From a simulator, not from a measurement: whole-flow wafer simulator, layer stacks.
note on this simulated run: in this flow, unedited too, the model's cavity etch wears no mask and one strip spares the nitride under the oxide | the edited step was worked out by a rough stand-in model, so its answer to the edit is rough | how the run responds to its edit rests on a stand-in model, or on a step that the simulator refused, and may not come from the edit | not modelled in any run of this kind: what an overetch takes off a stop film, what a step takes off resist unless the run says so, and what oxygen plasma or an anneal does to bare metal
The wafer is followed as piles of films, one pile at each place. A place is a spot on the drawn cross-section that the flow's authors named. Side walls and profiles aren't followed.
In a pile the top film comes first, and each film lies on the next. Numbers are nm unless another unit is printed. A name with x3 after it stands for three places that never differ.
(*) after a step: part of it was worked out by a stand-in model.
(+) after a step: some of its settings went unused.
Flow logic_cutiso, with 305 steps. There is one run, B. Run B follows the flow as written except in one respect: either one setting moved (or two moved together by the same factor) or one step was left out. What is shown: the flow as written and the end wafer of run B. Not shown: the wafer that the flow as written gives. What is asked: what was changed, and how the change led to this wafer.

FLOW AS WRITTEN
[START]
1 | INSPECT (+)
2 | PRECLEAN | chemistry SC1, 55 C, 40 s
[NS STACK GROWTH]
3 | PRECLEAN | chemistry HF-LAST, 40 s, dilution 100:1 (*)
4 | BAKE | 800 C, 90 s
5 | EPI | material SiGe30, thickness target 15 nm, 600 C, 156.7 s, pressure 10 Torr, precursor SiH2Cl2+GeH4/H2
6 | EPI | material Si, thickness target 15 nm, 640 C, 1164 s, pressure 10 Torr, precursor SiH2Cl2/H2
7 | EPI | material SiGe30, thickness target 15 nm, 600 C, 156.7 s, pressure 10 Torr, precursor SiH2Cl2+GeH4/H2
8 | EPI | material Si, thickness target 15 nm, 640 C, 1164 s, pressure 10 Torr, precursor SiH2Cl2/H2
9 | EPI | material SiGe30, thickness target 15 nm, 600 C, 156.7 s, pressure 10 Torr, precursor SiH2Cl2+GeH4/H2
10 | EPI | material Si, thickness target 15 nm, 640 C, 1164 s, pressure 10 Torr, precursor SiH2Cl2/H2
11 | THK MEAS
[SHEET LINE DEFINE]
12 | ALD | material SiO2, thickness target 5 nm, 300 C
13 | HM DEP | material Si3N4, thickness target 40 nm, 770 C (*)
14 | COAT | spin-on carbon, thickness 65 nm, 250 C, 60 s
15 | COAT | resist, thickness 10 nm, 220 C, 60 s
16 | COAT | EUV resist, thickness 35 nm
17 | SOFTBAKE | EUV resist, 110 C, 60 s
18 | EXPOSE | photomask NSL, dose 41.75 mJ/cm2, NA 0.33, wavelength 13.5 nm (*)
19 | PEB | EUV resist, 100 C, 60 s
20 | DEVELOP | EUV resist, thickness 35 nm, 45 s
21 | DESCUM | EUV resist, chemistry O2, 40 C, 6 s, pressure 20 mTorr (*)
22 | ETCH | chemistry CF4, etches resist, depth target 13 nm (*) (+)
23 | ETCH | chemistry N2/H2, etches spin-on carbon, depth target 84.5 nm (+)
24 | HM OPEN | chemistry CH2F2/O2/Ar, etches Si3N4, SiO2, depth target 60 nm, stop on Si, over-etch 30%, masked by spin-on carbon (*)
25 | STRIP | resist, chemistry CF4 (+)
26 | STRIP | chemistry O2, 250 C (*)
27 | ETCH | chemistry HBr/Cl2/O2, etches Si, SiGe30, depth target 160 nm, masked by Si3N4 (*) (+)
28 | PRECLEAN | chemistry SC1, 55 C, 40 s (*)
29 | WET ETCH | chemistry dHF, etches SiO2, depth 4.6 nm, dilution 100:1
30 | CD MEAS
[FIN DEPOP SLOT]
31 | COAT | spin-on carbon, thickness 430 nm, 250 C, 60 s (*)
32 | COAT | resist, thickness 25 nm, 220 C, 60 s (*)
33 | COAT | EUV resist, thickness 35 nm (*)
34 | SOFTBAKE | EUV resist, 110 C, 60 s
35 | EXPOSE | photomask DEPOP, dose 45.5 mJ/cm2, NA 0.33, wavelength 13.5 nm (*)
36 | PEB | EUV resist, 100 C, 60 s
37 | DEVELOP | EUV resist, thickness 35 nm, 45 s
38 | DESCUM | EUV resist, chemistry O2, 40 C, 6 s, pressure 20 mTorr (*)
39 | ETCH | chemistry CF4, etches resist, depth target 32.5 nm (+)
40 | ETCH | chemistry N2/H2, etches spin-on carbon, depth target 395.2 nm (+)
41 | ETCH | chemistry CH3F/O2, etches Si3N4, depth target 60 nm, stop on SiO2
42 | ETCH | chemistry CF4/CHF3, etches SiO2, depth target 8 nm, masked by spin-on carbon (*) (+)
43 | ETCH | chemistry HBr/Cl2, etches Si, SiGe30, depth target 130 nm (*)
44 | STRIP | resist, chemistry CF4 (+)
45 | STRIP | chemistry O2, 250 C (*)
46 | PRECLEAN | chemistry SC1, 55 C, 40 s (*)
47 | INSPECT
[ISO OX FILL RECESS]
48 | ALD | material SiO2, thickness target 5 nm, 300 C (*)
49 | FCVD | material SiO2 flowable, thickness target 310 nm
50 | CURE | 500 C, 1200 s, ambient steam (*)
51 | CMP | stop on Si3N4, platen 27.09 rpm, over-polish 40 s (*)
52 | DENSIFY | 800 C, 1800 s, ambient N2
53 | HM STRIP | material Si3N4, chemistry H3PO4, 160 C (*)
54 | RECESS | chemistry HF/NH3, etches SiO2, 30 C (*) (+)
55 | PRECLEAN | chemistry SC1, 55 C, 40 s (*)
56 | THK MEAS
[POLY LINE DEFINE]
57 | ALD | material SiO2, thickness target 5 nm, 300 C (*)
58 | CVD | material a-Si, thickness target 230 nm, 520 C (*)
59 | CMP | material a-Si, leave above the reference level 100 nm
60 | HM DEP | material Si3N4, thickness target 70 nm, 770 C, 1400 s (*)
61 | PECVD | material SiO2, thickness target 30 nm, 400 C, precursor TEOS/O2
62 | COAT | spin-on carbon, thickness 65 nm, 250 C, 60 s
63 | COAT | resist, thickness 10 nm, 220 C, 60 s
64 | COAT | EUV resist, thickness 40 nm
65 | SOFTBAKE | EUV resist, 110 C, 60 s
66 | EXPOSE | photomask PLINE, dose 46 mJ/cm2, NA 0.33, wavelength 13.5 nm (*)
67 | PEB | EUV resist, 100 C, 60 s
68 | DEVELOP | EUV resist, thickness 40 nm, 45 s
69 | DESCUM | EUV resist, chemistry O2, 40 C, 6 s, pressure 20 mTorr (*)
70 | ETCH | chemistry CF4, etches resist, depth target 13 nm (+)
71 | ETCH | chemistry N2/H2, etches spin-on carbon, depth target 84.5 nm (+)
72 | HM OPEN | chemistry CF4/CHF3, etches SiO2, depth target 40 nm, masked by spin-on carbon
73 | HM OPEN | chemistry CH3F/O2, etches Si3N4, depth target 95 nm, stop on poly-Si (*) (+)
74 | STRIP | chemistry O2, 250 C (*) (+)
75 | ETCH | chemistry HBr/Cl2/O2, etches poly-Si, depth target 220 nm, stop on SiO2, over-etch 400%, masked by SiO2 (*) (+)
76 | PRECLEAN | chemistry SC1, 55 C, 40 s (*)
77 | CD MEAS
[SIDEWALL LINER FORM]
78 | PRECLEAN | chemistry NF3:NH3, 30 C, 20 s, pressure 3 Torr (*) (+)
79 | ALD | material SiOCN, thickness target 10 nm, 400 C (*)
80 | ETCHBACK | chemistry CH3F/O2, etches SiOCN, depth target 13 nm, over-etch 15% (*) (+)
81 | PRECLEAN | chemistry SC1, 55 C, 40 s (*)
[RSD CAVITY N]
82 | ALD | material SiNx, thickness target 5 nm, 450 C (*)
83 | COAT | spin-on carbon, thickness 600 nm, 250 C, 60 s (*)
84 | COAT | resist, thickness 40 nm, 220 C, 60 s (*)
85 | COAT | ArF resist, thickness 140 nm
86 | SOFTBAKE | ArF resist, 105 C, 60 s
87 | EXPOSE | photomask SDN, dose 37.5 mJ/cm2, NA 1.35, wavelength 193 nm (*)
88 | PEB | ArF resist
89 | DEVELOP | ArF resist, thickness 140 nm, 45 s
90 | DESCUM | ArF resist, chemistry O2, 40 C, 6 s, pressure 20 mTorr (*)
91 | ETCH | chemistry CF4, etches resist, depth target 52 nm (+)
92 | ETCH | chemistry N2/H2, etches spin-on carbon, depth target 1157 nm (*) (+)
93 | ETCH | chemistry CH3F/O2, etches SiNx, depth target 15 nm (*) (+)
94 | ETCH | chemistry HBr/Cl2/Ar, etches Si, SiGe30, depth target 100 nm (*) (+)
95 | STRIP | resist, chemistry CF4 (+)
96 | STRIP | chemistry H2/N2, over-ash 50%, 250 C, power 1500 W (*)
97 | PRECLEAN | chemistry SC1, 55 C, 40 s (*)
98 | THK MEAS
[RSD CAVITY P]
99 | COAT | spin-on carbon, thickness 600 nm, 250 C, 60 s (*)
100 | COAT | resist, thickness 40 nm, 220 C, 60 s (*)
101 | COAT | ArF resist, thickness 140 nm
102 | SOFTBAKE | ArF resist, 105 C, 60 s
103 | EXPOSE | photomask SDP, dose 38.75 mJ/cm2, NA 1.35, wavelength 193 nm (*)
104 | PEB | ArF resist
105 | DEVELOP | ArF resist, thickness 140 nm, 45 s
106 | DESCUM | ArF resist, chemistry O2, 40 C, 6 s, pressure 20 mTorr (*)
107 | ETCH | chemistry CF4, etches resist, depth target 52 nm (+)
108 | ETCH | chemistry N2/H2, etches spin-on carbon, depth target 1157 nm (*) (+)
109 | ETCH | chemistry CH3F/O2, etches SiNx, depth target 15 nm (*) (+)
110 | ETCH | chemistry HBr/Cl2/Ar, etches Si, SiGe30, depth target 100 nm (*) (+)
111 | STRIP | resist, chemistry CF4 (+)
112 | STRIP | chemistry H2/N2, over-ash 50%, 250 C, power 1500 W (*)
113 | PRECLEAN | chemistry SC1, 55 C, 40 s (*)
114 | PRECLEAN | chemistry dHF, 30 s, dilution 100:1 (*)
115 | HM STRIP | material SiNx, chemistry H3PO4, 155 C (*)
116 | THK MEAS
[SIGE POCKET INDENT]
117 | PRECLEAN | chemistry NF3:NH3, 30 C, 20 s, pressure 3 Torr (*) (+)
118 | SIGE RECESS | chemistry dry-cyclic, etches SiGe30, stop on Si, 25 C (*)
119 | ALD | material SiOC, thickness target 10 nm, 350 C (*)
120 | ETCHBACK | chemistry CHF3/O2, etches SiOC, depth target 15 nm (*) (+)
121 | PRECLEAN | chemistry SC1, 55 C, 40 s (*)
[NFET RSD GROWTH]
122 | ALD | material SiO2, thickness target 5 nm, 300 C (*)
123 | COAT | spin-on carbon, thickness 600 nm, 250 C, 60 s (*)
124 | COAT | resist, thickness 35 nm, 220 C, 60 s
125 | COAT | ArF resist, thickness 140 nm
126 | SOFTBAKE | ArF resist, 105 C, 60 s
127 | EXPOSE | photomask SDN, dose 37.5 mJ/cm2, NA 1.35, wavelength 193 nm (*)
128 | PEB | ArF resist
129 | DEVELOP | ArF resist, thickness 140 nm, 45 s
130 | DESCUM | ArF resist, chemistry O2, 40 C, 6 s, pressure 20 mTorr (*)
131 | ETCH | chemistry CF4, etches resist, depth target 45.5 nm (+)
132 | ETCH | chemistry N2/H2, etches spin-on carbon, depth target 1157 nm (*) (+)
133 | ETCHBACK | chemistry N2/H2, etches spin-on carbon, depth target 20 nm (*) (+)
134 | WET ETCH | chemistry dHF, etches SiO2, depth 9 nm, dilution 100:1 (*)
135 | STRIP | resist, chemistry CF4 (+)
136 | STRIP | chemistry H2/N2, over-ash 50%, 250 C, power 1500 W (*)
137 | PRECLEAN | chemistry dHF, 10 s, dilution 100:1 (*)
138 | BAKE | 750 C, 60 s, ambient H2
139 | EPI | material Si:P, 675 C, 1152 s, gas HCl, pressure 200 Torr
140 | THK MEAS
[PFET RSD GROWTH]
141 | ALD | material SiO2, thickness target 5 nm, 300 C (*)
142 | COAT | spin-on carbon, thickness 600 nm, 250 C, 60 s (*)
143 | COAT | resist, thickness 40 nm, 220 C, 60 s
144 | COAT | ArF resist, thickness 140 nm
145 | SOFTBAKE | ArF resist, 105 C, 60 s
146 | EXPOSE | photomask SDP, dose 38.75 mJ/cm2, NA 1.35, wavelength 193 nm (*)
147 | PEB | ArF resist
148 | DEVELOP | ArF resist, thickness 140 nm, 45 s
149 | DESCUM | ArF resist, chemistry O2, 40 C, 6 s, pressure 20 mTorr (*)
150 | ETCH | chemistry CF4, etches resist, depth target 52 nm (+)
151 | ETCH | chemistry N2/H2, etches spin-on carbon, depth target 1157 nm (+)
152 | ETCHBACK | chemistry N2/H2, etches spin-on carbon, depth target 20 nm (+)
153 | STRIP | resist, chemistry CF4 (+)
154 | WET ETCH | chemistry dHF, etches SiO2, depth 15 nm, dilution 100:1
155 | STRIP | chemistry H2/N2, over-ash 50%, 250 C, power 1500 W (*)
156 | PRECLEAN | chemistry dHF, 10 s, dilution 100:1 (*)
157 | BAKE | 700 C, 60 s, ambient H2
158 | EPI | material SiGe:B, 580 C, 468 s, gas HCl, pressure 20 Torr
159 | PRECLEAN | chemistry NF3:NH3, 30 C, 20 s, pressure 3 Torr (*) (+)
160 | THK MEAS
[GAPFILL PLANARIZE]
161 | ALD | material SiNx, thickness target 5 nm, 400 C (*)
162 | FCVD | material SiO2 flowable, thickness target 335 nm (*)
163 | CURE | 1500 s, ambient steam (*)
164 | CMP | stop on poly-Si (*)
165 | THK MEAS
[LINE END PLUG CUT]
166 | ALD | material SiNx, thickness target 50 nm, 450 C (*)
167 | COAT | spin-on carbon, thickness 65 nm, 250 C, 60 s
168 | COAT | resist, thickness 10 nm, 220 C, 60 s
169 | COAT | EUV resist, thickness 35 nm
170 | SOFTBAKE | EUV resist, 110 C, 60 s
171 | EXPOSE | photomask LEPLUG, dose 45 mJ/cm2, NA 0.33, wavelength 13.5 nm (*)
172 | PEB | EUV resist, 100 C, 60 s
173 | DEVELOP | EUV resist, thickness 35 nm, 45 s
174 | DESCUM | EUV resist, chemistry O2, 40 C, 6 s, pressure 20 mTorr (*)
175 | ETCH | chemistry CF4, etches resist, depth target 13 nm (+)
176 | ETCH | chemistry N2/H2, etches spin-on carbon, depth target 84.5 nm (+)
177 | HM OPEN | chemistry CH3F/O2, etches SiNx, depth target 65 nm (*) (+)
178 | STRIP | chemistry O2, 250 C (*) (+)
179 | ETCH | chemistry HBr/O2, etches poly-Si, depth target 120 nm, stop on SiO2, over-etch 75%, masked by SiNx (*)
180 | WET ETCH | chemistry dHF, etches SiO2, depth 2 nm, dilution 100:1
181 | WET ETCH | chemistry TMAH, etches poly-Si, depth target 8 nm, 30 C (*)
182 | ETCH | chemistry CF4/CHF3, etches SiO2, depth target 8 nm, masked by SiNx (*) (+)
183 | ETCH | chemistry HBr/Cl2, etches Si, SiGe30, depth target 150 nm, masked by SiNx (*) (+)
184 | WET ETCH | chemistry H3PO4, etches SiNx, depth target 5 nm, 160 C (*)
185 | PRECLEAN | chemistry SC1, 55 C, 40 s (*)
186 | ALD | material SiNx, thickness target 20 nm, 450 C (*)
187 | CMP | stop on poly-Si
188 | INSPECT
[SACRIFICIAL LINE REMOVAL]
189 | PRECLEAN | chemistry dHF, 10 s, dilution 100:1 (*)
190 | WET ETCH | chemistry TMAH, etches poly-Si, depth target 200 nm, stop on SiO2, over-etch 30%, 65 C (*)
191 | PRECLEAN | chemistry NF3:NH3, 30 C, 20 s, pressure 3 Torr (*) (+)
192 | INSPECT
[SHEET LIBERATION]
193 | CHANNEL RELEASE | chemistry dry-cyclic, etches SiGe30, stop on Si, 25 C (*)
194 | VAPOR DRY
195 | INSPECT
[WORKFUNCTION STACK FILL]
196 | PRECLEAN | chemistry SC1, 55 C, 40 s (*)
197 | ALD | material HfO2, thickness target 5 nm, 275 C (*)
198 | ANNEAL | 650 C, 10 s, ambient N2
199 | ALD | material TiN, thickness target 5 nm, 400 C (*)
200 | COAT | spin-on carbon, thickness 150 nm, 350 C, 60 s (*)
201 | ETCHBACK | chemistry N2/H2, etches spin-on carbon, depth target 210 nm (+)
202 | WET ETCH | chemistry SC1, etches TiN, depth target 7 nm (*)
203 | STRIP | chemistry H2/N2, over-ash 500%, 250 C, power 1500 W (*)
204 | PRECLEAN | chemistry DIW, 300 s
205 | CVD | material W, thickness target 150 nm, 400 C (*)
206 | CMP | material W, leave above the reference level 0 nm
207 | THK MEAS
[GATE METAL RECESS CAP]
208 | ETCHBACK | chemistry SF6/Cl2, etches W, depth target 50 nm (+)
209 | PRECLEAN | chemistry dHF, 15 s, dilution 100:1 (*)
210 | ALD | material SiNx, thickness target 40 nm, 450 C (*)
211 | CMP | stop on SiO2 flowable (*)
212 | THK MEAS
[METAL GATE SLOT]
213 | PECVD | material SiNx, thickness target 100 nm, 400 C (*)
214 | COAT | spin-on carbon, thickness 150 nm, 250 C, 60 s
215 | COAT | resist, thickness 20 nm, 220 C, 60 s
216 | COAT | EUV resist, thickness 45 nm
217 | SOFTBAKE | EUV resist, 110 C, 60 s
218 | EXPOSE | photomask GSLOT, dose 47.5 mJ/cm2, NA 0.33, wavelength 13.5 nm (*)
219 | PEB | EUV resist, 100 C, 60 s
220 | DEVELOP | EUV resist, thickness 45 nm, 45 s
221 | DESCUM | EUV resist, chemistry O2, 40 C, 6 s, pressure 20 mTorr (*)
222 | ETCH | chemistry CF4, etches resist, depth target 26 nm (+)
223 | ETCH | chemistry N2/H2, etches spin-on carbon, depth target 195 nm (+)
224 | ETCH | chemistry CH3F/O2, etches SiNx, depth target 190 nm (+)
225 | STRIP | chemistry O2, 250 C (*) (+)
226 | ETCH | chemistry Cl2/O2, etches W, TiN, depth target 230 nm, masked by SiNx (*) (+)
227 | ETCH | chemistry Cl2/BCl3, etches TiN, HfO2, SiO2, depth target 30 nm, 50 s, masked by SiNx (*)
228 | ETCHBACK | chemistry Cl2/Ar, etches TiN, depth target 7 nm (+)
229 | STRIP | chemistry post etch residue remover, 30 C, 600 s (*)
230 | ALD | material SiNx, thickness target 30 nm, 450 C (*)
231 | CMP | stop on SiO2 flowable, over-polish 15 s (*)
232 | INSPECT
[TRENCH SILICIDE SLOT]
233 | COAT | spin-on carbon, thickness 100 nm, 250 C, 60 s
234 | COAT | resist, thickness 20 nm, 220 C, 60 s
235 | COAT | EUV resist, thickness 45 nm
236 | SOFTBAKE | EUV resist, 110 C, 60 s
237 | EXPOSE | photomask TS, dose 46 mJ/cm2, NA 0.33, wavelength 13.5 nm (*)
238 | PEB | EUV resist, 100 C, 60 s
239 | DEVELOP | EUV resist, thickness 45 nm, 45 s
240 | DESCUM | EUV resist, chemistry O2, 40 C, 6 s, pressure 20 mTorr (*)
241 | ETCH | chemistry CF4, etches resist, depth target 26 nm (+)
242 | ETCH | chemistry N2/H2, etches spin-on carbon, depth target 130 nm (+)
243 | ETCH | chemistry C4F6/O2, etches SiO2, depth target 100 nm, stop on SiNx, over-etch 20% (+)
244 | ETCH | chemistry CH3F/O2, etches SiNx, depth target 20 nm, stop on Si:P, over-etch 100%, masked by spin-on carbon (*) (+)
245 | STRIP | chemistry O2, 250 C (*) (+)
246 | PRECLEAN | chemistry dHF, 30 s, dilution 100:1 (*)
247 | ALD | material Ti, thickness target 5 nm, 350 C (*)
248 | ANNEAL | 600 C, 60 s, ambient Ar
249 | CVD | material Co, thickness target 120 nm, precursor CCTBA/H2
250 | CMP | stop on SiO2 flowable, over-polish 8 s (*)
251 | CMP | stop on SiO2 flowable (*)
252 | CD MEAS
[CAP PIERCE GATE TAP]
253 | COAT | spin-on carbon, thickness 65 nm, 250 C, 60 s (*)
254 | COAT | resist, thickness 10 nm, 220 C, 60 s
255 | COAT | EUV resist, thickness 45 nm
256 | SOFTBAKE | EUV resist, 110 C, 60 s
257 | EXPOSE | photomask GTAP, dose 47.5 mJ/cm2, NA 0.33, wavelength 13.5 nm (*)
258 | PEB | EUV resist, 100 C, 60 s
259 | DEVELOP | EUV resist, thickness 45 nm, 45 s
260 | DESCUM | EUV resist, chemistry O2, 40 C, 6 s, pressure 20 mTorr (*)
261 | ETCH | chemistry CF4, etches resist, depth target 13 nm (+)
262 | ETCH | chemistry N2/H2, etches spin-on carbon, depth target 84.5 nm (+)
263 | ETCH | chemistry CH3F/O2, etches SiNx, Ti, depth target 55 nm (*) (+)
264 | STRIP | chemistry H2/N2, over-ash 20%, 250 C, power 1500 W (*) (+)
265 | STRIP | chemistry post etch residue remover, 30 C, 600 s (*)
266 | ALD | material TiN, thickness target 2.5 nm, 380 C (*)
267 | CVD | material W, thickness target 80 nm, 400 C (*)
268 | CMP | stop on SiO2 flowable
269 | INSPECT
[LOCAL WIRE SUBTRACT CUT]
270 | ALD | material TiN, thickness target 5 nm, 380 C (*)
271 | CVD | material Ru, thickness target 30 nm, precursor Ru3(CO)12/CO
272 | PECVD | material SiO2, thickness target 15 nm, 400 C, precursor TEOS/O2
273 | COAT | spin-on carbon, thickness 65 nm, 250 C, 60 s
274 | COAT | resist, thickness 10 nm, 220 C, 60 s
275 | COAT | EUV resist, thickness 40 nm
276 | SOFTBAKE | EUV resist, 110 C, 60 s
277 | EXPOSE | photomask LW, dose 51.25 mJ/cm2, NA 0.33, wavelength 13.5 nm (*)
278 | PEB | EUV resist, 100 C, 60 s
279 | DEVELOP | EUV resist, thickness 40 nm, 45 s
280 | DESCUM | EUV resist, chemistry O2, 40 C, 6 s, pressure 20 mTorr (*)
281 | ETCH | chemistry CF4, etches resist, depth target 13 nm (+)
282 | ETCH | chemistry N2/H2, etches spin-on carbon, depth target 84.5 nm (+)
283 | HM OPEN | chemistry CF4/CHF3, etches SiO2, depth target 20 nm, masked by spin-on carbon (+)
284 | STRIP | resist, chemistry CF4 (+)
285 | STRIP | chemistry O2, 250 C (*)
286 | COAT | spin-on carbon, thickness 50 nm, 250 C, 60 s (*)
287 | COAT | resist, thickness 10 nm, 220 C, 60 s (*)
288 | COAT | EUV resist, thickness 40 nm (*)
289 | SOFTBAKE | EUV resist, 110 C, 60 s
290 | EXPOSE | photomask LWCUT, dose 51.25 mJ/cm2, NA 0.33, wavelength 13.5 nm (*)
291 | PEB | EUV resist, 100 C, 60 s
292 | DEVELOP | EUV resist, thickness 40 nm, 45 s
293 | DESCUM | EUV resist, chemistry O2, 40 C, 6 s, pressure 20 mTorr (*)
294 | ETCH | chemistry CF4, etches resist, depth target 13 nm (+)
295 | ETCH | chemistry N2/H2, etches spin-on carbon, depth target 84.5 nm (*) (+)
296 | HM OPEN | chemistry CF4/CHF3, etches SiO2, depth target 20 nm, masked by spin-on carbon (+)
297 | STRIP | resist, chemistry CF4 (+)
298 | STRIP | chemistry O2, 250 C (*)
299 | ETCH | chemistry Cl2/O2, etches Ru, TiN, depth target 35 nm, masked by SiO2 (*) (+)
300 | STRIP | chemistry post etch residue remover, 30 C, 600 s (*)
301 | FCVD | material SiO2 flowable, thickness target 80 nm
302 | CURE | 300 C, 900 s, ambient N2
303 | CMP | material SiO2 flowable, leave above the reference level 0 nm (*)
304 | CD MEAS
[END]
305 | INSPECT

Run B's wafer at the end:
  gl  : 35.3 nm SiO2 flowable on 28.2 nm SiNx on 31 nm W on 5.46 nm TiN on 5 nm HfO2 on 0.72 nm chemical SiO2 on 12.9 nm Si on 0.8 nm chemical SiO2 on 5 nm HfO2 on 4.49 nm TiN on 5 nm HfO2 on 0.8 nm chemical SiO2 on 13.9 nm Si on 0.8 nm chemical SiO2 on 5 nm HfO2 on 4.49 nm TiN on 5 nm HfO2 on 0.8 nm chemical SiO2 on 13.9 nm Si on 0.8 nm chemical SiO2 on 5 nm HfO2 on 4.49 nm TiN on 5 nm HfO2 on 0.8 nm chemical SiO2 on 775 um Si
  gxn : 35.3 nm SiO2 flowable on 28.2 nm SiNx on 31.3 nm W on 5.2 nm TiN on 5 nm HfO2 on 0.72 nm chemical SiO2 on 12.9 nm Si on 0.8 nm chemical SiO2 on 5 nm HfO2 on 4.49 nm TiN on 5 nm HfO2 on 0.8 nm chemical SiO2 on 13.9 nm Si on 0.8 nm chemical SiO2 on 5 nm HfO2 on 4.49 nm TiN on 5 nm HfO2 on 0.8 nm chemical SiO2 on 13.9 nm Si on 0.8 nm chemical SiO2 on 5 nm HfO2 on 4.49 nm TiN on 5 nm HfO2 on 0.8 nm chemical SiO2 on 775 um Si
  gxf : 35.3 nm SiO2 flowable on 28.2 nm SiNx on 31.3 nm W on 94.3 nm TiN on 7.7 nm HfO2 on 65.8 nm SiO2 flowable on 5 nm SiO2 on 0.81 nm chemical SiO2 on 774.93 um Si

Cause: step 199, ALD: thickness target 5.2 nm was run, though the flow has thickness target 5 nm.
One can read it off the wafer: gxn has TiN 5.2, and step 199 as written asks for 5 nm.

How this came from the change, step by step:
  199 | ALD | material TiN, thickness target 5 nm, 400 C (*)
      gxf: TiN gains 94.3 (new film) (it would be, as written: TiN gains 5 (new film))
  200 | COAT | spin-on carbon, thickness 150 nm, 350 C, 60 s (*)
      gxf: spin-on carbon gains 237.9 (new film) (it would be, as written: spin-on carbon gains 326 (new film))
  203 | STRIP | chemistry H2/N2, over-ash 500%, 250 C, power 1500 W (*)
      gl, glp: spin-on carbon loses 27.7 (all of it) (it would be, as written: spin-on carbon loses 26.7 (all of it))
      gxn, gxp: spin-on carbon loses 27.8 (all of it) (it would be, as written: spin-on carbon loses 26.8 (all of it))
      (also at 2 further places)
  205 | CVD | material W, thickness target 150 nm, 400 C (*)
      gxf: W gains 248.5 (new film) (it would be, as written: W gains 337.8 (new film))
